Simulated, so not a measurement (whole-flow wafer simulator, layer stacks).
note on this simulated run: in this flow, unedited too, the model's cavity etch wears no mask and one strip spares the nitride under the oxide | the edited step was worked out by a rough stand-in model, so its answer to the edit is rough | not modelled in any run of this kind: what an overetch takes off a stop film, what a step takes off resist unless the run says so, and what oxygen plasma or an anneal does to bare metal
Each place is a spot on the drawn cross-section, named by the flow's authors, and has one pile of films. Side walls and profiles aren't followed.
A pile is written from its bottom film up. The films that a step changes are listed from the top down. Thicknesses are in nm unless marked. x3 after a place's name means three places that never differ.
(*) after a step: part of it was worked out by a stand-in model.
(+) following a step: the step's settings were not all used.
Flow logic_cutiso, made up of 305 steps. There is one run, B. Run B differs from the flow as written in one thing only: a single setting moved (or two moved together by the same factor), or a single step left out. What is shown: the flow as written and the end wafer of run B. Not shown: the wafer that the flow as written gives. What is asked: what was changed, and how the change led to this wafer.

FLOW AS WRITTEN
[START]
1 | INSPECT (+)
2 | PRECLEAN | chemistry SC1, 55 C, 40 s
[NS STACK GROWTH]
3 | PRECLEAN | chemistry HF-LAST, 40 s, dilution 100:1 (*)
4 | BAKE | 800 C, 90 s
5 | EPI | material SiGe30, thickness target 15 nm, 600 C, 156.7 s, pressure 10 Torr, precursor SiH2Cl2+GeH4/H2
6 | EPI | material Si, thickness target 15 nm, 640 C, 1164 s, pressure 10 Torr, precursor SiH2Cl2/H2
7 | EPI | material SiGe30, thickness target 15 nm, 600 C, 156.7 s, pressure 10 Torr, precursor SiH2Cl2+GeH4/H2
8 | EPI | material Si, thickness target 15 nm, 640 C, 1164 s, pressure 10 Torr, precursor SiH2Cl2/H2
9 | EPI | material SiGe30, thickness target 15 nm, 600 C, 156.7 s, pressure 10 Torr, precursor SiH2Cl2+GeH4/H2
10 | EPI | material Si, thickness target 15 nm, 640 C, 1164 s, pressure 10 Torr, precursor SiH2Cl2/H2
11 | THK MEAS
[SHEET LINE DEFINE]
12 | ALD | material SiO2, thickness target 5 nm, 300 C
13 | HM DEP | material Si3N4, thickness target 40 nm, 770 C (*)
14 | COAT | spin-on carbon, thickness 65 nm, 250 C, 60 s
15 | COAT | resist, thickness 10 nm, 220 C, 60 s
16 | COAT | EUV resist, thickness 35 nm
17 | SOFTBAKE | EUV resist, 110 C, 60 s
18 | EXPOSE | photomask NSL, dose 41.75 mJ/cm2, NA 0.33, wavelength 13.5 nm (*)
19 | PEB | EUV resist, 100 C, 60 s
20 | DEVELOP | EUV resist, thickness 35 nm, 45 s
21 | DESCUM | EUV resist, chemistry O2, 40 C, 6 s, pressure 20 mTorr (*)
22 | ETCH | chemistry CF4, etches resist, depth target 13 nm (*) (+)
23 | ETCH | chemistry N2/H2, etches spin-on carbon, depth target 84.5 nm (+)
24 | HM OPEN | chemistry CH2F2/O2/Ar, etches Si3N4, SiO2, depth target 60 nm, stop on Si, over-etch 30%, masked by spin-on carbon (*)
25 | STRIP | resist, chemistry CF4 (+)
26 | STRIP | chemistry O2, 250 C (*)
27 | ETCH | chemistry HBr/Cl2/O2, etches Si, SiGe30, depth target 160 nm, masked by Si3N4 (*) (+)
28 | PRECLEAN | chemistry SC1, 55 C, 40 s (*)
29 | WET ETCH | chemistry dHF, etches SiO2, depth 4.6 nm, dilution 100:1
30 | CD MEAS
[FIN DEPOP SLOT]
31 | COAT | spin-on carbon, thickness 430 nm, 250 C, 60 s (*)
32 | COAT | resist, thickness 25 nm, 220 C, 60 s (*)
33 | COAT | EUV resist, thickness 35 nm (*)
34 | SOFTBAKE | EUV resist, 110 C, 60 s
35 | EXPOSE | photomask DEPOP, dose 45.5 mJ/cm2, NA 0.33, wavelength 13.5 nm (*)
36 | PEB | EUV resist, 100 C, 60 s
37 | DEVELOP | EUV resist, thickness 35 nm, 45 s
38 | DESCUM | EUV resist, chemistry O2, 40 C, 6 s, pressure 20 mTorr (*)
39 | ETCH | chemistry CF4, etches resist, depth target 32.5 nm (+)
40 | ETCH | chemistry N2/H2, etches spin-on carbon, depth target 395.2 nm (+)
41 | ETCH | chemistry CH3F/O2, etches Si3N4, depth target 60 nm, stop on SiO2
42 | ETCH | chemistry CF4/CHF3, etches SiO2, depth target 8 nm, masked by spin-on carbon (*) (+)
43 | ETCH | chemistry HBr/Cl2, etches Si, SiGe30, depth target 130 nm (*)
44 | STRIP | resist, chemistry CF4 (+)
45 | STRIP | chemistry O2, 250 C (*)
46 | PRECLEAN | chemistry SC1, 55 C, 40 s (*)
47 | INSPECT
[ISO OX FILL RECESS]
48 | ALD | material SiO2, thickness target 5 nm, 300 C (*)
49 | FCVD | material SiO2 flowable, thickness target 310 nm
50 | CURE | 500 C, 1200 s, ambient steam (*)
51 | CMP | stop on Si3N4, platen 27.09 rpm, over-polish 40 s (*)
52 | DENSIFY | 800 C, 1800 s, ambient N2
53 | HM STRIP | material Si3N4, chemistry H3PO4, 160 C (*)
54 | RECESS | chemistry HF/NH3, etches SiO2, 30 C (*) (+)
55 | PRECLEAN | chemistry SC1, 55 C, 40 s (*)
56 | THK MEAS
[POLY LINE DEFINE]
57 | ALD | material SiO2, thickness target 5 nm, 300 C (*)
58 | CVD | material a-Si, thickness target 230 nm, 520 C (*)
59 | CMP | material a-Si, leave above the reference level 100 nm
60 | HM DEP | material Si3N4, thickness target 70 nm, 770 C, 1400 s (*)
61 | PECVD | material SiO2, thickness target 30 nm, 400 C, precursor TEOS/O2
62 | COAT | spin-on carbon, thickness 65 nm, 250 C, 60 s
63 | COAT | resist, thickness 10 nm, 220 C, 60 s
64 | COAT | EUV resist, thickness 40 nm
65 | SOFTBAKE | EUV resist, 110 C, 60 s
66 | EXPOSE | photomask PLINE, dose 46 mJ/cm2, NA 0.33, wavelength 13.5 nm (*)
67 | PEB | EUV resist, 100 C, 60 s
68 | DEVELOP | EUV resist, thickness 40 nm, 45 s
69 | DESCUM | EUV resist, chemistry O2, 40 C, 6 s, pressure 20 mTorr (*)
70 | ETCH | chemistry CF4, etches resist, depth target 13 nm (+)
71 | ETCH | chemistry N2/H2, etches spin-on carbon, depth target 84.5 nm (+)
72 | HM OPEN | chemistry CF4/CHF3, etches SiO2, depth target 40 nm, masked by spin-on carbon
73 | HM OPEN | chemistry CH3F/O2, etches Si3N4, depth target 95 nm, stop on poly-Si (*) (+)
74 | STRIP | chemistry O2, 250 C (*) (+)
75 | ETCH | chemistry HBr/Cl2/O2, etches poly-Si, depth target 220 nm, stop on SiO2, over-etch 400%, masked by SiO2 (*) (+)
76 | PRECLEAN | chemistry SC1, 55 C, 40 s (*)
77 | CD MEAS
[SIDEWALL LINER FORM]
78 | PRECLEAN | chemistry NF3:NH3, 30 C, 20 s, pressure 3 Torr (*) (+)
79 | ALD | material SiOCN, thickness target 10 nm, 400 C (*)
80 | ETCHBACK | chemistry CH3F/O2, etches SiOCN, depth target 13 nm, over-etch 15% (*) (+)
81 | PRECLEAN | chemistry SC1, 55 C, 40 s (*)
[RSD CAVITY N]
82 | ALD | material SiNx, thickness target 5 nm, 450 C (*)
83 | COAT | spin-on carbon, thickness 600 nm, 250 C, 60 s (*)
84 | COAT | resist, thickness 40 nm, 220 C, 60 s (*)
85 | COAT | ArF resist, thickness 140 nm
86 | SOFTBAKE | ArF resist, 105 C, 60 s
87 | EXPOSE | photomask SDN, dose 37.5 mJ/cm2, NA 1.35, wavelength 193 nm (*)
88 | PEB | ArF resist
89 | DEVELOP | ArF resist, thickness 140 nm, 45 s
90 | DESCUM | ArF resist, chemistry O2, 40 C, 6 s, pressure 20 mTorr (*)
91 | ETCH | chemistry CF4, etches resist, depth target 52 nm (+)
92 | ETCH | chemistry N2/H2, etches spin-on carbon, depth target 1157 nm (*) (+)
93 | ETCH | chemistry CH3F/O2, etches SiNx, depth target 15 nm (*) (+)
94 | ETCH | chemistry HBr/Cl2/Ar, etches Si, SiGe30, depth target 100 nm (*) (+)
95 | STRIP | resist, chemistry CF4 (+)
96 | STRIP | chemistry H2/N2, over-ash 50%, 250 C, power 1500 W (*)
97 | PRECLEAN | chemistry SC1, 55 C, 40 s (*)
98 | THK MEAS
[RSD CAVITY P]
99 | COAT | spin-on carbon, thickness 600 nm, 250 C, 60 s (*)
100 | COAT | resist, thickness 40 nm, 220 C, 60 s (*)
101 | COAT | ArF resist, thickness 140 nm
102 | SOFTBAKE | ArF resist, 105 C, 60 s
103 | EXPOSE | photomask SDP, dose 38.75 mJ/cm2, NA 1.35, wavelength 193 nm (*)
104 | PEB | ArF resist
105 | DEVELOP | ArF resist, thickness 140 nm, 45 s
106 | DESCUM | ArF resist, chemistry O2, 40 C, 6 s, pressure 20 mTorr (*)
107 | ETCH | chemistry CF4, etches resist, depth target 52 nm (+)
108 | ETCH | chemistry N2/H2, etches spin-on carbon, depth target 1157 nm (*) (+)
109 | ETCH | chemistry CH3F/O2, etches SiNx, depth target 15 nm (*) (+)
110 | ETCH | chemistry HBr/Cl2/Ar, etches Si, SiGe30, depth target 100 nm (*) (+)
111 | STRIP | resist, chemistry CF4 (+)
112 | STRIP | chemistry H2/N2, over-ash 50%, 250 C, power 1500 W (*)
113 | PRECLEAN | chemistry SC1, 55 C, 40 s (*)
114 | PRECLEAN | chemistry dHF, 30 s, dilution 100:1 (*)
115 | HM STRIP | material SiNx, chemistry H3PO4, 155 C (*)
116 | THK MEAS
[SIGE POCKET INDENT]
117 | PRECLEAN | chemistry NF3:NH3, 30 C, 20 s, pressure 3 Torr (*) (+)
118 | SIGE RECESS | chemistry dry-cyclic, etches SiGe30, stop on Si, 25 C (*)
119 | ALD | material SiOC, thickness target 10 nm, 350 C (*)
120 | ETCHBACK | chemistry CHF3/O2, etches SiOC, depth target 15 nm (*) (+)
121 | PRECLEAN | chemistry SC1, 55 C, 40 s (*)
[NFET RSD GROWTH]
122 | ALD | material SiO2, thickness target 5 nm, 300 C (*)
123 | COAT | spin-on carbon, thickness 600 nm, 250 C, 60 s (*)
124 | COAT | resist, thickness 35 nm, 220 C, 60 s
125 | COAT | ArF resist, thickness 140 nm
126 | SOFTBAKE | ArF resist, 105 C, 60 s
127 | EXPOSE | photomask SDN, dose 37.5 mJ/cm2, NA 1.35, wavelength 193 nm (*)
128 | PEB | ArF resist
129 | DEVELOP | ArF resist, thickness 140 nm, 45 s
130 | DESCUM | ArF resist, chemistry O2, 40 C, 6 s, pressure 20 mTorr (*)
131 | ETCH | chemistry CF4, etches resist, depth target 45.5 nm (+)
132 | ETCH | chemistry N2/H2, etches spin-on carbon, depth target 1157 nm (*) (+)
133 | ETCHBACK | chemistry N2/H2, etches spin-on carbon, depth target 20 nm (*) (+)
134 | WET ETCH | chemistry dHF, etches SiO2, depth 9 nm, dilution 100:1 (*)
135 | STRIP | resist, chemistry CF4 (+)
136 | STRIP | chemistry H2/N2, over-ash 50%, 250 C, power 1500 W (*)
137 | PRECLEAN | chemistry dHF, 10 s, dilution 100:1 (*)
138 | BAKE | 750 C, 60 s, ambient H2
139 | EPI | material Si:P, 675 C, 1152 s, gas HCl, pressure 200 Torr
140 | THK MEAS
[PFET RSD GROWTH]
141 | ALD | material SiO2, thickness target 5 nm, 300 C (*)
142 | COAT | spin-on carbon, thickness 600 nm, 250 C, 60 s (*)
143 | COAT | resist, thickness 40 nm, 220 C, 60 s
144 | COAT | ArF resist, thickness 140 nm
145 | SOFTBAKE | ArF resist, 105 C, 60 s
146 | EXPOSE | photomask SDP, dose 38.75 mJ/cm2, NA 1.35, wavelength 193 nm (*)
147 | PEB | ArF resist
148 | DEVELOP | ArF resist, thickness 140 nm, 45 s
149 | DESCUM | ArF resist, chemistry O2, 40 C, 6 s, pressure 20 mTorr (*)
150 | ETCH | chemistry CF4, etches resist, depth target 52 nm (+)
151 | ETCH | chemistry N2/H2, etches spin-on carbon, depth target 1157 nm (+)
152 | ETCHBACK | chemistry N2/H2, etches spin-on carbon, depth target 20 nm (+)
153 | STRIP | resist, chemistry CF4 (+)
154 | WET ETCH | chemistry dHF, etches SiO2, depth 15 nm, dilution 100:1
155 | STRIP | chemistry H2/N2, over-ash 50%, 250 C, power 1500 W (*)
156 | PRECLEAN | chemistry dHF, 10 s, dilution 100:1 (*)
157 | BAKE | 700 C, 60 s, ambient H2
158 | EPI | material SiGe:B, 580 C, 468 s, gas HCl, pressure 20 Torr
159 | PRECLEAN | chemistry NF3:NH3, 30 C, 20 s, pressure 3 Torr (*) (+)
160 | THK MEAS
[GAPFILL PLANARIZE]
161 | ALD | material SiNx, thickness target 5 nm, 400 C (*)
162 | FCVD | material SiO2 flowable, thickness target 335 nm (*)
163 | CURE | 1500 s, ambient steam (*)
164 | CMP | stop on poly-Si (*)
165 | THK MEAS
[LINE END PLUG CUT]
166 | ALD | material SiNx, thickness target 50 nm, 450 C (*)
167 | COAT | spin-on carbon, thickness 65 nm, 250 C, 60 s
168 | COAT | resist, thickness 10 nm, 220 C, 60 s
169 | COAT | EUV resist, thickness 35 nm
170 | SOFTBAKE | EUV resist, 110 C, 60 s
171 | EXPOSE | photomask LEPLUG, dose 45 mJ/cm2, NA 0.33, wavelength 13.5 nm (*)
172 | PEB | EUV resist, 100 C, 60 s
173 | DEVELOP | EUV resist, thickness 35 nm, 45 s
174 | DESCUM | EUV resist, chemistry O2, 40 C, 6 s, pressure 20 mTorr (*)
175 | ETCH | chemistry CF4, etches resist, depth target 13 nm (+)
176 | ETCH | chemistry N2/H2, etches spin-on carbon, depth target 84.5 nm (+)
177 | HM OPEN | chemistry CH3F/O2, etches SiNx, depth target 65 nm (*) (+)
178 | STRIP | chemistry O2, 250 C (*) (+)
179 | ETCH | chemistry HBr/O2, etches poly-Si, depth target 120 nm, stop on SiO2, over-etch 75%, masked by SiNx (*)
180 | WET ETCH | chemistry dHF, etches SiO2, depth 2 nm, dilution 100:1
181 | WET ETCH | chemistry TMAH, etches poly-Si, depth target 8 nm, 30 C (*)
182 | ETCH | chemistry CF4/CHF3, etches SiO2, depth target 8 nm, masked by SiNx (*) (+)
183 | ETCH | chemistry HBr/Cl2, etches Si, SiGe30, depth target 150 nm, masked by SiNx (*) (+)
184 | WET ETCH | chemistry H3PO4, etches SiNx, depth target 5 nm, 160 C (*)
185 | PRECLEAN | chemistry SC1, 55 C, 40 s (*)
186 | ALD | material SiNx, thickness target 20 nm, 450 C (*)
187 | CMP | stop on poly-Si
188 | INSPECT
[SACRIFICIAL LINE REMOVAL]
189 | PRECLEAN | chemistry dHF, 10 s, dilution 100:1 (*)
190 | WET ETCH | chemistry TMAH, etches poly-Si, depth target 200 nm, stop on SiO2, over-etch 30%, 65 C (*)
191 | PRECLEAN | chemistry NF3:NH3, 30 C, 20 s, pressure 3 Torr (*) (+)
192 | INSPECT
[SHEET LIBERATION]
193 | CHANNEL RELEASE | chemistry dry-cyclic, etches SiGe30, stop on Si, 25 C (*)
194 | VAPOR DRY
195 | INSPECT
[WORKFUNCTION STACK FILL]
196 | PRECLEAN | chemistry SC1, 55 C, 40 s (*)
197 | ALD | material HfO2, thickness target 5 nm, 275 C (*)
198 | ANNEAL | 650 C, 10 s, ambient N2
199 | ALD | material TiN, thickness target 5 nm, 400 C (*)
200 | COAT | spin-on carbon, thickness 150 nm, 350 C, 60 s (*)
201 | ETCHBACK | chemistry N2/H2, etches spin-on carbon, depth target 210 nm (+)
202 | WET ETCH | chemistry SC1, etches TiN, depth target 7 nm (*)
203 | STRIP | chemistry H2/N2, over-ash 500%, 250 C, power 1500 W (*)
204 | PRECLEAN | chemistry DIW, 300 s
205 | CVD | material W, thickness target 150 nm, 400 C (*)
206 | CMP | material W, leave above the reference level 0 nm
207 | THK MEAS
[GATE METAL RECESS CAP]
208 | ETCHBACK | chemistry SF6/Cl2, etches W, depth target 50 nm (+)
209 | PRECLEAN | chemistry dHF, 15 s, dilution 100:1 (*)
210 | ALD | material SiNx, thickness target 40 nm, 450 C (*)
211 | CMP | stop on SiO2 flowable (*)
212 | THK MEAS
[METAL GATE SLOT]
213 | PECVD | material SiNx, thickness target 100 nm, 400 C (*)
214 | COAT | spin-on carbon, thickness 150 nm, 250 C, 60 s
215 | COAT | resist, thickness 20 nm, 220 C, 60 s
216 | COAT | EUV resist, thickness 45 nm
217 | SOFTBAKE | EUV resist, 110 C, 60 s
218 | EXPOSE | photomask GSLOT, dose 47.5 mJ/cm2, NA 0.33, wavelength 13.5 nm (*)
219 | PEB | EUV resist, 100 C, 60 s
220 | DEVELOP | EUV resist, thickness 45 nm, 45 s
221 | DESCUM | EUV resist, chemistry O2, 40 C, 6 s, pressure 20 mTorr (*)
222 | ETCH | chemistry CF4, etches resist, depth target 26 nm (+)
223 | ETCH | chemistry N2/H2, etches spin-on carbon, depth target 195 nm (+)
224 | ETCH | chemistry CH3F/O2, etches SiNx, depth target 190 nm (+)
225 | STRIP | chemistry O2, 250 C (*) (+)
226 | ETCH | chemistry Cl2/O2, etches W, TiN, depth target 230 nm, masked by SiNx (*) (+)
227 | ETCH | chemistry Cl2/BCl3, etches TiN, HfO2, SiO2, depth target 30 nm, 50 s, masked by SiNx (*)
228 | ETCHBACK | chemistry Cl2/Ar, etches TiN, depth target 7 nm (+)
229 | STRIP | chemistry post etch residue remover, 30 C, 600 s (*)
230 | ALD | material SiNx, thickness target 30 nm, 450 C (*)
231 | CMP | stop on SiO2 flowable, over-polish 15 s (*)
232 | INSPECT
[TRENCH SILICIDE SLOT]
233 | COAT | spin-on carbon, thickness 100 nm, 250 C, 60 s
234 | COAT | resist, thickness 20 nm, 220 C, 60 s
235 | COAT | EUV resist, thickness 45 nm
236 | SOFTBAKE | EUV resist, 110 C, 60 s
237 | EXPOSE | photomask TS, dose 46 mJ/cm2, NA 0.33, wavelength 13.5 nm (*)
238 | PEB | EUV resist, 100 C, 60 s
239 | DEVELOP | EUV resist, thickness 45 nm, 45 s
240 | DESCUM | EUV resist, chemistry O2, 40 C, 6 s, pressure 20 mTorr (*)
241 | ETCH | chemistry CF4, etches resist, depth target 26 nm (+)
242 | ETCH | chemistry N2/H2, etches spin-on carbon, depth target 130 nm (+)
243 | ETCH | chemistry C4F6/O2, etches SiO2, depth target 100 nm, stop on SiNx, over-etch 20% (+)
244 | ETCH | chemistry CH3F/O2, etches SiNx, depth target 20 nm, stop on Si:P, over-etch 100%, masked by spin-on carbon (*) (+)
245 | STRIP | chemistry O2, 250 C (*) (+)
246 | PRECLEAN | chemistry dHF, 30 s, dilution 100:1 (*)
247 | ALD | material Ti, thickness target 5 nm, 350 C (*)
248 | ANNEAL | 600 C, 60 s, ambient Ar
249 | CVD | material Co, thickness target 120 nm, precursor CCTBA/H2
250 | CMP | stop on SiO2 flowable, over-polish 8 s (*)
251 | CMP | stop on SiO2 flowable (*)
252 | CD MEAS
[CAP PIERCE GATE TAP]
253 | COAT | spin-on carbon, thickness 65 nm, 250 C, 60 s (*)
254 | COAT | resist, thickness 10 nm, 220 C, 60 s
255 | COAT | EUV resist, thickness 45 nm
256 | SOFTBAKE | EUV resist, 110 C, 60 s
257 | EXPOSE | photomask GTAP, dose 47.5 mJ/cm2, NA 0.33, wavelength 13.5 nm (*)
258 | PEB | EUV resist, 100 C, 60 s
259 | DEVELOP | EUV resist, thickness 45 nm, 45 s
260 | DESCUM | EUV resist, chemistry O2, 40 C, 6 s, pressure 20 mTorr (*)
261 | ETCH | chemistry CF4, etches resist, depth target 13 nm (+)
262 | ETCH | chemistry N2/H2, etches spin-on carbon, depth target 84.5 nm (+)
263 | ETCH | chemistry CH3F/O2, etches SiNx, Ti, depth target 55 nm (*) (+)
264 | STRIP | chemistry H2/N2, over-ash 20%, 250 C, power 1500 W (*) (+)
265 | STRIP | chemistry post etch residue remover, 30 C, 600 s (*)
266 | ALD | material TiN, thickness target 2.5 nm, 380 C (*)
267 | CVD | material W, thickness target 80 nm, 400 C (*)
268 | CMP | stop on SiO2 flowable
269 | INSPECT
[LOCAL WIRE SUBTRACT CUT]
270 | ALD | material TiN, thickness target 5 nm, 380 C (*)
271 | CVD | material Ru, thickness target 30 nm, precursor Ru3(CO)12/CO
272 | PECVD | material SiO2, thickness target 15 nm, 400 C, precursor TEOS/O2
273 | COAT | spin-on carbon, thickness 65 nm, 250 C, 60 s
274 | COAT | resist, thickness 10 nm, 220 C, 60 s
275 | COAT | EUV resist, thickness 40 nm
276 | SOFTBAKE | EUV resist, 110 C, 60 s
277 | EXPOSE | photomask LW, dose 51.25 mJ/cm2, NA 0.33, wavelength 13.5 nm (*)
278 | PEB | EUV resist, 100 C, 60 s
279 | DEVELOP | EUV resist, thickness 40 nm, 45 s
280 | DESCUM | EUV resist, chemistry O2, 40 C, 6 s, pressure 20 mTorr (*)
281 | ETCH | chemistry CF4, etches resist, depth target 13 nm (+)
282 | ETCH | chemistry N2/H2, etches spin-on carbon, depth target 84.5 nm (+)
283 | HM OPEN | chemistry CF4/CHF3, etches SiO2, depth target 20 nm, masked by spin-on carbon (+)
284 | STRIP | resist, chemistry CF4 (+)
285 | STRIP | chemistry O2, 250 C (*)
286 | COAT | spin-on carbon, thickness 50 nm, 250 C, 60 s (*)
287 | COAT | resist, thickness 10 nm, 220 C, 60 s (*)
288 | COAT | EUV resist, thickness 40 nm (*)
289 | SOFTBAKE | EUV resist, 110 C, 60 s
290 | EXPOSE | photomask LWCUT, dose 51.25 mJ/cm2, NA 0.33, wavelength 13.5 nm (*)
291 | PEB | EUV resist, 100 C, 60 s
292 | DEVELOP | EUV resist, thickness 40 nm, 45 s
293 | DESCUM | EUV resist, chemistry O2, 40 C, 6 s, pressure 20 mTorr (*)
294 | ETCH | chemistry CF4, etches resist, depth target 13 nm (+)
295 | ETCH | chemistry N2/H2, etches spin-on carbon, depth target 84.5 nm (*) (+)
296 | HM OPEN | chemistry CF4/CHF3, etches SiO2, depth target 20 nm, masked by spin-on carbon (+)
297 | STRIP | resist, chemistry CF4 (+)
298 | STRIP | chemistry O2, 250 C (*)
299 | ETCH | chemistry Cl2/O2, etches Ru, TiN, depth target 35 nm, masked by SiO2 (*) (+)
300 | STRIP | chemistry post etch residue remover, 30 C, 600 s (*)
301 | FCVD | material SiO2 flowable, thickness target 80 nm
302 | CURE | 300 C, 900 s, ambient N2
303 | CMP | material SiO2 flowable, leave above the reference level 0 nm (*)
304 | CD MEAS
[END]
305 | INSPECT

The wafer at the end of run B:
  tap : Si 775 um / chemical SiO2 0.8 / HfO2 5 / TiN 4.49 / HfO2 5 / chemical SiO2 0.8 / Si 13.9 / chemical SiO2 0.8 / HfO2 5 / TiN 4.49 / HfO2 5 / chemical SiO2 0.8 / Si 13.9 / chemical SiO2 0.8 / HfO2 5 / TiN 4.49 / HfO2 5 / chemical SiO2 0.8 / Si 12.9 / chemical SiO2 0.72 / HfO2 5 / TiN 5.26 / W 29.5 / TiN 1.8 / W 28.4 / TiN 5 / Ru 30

What caused this: step 266, ALD: thickness target 1.8 nm was run, though the flow has thickness target 2.5 nm.
The wafer lets one read it off: tap has TiN 1.8, and step 266 as written asks for 2.5 nm.

The path from the change to this, step by step:
  266 | ALD | material TiN, thickness target 2.5 nm, 380 C (*)
      depop, dpovl, gfld and 19 more: TiN gains 1.8 (new film) (it would be, as written: TiN gains 2.5 (new film))
  268 | CMP | stop on SiO2 flowable
      depop, dpovl, gfld and 9 more: W loses 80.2 (all of it), TiN loses 1.8 (all of it), SiNx loses 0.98 (it would be, as written: W loses 80.2 (all of it), TiN loses 2.5 (all of it), SiNx loses 0.98)
      lnr, lnri, lnrp, lnrt: W loses 80 (all of it), TiN loses 1.8 (all of it), SiOCN loses 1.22 (it would be, as written: W loses 80 (all of it), TiN loses 2.5 (all of it), SiOCN loses 1.22)
      (as well as at 5 more places)
